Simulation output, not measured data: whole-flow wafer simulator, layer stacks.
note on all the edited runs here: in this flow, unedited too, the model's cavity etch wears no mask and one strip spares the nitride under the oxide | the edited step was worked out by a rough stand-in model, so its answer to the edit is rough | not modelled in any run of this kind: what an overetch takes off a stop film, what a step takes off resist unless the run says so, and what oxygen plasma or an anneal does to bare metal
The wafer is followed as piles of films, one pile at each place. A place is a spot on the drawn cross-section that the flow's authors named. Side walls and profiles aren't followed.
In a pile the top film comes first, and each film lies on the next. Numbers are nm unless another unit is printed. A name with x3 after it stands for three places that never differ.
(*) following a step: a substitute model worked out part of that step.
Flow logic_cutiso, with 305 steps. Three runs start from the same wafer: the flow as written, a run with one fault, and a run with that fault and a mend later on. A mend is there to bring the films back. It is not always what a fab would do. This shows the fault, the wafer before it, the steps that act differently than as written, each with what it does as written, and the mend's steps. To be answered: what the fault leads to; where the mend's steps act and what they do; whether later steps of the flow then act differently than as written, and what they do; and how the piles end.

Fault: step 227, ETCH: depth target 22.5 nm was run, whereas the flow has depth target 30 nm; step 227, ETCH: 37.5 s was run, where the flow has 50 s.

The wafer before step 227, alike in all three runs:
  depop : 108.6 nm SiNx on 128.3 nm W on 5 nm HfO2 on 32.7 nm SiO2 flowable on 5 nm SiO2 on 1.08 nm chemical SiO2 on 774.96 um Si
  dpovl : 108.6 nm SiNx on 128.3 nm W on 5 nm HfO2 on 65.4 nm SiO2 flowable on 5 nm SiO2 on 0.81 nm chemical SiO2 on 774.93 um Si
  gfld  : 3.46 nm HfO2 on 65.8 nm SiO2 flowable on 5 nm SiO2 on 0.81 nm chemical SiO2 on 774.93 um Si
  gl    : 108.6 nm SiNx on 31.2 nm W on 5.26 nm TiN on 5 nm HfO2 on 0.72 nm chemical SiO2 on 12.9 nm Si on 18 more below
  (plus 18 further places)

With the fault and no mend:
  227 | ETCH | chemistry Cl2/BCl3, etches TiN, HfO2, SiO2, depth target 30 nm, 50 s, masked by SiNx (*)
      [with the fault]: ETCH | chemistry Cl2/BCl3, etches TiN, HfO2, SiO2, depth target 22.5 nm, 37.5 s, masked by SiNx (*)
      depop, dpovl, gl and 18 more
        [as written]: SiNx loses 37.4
        [with the fault]: SiNx loses 28.1
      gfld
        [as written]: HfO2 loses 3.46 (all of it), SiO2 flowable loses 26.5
        [with the fault]: HfO2 loses 3.46 (all of it), SiO2 flowable loses 19
  Steps further on in the flow that do not act as written (not shown: 1 more step that differs only slightly, by at most 2% or 0.5 nm, whichever is larger):
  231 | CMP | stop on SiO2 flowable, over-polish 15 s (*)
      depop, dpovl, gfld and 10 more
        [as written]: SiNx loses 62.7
        [with the fault]: SiNx loses 72.1
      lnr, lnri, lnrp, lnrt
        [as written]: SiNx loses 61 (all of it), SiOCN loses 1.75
        [with the fault]: SiNx loses 70.3 (all of it), SiOCN loses 1.75
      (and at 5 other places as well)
  At gfld, the piles at the end differ from the flow's by more than 2% or 0.5 nm, whichever is larger.
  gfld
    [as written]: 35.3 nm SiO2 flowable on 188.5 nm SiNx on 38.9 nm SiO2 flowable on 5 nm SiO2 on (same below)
    [with the fault]: 35.3 nm SiO2 flowable on 181 nm SiNx on 46.4 nm SiO2 flowable on 5 nm SiO2 on (same below)

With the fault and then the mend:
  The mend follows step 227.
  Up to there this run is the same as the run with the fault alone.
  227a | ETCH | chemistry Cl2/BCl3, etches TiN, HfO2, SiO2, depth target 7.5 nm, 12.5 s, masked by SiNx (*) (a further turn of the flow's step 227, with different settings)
      depop, dpovl, gl and 18 more
        SiNx loses 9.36
      gfld
        SiO2 flowable loses 7.5
  Every later step of the flow that is run acts as written at every place that is followed.
  The piles end the same as the flow's at every place that both follow.
